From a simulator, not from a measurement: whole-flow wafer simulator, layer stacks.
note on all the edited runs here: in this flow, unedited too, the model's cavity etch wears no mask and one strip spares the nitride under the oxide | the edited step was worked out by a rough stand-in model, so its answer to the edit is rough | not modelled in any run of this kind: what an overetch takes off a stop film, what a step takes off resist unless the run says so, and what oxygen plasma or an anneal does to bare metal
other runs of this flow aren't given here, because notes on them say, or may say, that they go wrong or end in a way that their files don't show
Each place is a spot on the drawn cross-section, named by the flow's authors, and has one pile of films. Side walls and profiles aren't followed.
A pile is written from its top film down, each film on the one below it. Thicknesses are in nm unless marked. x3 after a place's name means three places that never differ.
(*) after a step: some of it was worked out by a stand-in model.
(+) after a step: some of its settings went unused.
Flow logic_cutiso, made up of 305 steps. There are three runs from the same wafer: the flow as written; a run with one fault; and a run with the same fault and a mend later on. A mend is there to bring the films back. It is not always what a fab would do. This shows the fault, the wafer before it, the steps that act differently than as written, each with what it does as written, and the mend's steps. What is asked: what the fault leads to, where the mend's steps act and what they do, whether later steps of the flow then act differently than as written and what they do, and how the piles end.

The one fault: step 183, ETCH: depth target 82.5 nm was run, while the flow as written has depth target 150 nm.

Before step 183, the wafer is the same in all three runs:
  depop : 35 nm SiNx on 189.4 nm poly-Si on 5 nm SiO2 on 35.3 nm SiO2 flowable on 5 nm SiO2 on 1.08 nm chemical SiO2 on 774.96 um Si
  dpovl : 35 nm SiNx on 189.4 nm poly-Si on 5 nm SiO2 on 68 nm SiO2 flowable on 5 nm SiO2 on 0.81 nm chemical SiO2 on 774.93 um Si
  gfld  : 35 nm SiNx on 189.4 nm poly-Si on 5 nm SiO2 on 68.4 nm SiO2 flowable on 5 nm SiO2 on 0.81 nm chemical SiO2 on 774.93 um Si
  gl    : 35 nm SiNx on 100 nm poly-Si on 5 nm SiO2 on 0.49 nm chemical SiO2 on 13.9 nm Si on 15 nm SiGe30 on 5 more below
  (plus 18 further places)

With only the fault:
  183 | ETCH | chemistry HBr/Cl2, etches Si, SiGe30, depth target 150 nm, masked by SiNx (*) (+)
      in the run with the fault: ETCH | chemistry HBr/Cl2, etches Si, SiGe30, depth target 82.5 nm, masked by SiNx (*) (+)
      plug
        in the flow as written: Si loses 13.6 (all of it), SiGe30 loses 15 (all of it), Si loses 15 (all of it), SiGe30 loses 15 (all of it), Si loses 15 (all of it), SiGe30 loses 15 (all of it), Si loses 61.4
        in the run with the fault: Si loses 13.6 (all of it), SiGe30 loses 15 (all of it), Si loses 15 (all of it), SiGe30 loses 15 (all of it), Si loses 15 (all of it), SiGe30 loses 8.94
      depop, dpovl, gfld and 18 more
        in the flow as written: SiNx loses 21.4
        in the run with the fault: SiNx loses 11.8
  Steps later in the flow that act otherwise than as written (2 other steps are not shown; they differ only slightly, by no more than 2% or 0.5 nm, whichever is larger):
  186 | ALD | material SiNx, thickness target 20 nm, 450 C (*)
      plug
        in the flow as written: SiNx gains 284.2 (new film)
        in the run with the fault: SiNx gains 226.3 (new film)
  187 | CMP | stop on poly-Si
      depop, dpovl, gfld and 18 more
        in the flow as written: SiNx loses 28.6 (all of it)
        in the run with the fault: SiNx loses 38.2 (all of it)
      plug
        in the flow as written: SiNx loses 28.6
        in the run with the fault: SiNx loses 38.2
  The piles end different from the flow's at plug by more than 2% or 0.5 nm, whichever is larger.
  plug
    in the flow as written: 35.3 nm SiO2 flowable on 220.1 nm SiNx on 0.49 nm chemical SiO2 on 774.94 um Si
    in the run with the fault: 35.3 nm SiO2 flowable on 152.5 nm SiNx on 0.49 nm chemical SiO2 on 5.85 nm SiGe30 on 775 um Si

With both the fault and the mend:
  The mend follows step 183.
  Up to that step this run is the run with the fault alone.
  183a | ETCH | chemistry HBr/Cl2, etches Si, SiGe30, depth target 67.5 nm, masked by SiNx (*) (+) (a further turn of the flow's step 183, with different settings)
      depop, dpovl, gfld and 18 more
        SiNx loses 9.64
      plug
        SiGe30 loses 6.07 (all of it), Si loses 61.4
  None of the later steps of the flow acts differently than as written at any place that is followed.
  The piles end the same as the flow's at every place that both follow.
